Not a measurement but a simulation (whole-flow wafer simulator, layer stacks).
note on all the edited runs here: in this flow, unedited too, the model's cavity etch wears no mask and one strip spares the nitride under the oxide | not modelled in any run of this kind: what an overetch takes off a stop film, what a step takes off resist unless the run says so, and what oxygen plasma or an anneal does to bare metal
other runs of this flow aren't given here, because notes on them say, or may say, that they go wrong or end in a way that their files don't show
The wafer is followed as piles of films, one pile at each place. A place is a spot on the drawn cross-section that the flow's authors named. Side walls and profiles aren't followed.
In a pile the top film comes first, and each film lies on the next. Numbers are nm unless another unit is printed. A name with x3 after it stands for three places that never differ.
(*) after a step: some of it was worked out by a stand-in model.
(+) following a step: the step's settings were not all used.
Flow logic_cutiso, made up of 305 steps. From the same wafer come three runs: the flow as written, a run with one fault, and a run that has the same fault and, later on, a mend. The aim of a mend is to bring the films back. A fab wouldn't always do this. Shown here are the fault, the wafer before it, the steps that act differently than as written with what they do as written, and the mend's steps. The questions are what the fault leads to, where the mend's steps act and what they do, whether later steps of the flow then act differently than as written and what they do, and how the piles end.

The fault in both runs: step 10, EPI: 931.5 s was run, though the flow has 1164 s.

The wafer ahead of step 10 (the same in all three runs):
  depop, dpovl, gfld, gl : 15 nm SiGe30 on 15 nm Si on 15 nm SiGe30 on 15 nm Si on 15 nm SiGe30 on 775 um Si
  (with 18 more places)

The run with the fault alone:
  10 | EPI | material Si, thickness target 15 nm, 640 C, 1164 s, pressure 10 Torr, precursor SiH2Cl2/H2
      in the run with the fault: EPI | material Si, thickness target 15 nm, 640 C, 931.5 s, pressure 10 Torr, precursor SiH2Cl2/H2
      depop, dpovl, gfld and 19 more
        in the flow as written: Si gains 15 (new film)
        in the run with the fault: Si gains 12 (new film)
  Steps further on in the flow that do not act as written (3 other steps are not shown; they differ only slightly, by no more than 2% or 0.5 nm, whichever is larger):
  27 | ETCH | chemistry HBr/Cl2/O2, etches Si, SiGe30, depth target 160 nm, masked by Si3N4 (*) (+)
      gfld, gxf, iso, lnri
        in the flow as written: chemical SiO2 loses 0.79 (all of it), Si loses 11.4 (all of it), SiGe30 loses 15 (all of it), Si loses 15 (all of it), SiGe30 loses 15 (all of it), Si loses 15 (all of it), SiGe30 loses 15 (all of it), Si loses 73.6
        in the run with the fault: chemical SiO2 loses 0.79 (all of it), Si loses 8.35 (all of it), SiGe30 loses 15 (all of it), Si loses 15 (all of it), SiGe30 loses 15 (all of it), Si loses 15 (all of it), SiGe30 loses 15 (all of it), Si loses 76.6
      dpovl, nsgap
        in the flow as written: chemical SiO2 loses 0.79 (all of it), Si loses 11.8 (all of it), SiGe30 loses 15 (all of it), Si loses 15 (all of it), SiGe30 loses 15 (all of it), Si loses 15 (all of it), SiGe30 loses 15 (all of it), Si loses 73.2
        in the run with the fault: chemical SiO2 loses 0.79 (all of it), Si loses 8.75 (all of it), SiGe30 loses 15 (all of it), Si loses 15 (all of it), SiGe30 loses 15 (all of it), Si loses 15 (all of it), SiGe30 loses 15 (all of it), Si loses 76.2
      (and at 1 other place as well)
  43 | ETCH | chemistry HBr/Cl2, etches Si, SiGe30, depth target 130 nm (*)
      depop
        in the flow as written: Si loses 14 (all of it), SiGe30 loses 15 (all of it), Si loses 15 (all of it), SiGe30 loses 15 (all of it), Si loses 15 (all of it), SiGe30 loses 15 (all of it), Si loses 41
        in the run with the fault: Si loses 11 (all of it), SiGe30 loses 15 (all of it), Si loses 15 (all of it), SiGe30 loses 15 (all of it), Si loses 15 (all of it), SiGe30 loses 15 (all of it), Si loses 44
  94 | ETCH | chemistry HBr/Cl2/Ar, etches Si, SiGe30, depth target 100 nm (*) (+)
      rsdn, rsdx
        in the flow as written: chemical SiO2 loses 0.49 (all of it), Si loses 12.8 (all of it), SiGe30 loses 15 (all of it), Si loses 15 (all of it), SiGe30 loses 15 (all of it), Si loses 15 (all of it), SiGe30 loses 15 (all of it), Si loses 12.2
        in the run with the fault: chemical SiO2 loses 0.49 (all of it), Si loses 9.82 (all of it), SiGe30 loses 15 (all of it), Si loses 15 (all of it), SiGe30 loses 15 (all of it), Si loses 15 (all of it), SiGe30 loses 15 (all of it), Si loses 15.2
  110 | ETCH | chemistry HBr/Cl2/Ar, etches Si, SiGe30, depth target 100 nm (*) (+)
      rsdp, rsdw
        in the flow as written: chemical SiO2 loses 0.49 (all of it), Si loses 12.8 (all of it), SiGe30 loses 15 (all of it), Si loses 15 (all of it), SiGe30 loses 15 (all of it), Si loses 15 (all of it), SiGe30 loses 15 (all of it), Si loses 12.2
        in the run with the fault: chemical SiO2 loses 0.49 (all of it), Si loses 9.82 (all of it), SiGe30 loses 15 (all of it), Si loses 15 (all of it), SiGe30 loses 15 (all of it), Si loses 15 (all of it), SiGe30 loses 15 (all of it), Si loses 15.2
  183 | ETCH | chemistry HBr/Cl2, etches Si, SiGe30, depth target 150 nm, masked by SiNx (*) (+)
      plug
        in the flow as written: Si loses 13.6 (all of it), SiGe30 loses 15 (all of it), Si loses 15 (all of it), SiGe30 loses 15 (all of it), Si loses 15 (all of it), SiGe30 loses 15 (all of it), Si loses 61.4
        in the run with the fault: Si loses 10.6 (all of it), SiGe30 loses 15 (all of it), Si loses 15 (all of it), SiGe30 loses 15 (all of it), Si loses 15 (all of it), SiGe30 loses 15 (all of it), Si loses 64.4
  By the end, the piles at gl, glp, gxn and 6 more depart from the flow's by more than 2% or 0.5 nm, whichever is larger.
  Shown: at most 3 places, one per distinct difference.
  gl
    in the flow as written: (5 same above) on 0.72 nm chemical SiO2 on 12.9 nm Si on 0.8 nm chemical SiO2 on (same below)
    in the run with the fault: (5 same above) on 0.72 nm chemical SiO2 on 9.85 nm Si on 0.8 nm chemical SiO2 on (same below)
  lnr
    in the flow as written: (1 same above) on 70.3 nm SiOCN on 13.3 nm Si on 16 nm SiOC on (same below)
    in the run with the fault: (1 same above) on 70.3 nm SiOCN on 10.3 nm Si on 16 nm SiOC on (same below)
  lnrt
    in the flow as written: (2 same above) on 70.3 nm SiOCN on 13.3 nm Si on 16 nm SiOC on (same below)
    in the run with the fault: (2 same above) on 70.3 nm SiOCN on 10.3 nm Si on 16 nm SiOC on (same below)

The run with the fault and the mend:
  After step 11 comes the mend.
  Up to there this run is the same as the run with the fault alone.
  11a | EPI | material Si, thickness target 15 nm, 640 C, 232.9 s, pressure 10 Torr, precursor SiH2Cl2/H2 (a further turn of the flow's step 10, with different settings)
      depop, dpovl, gfld and 19 more
        Si gains 3
  None of the later steps of the flow acts differently than as written at any place that is followed.
  The piles end the same as the flow's at every place that both follow.
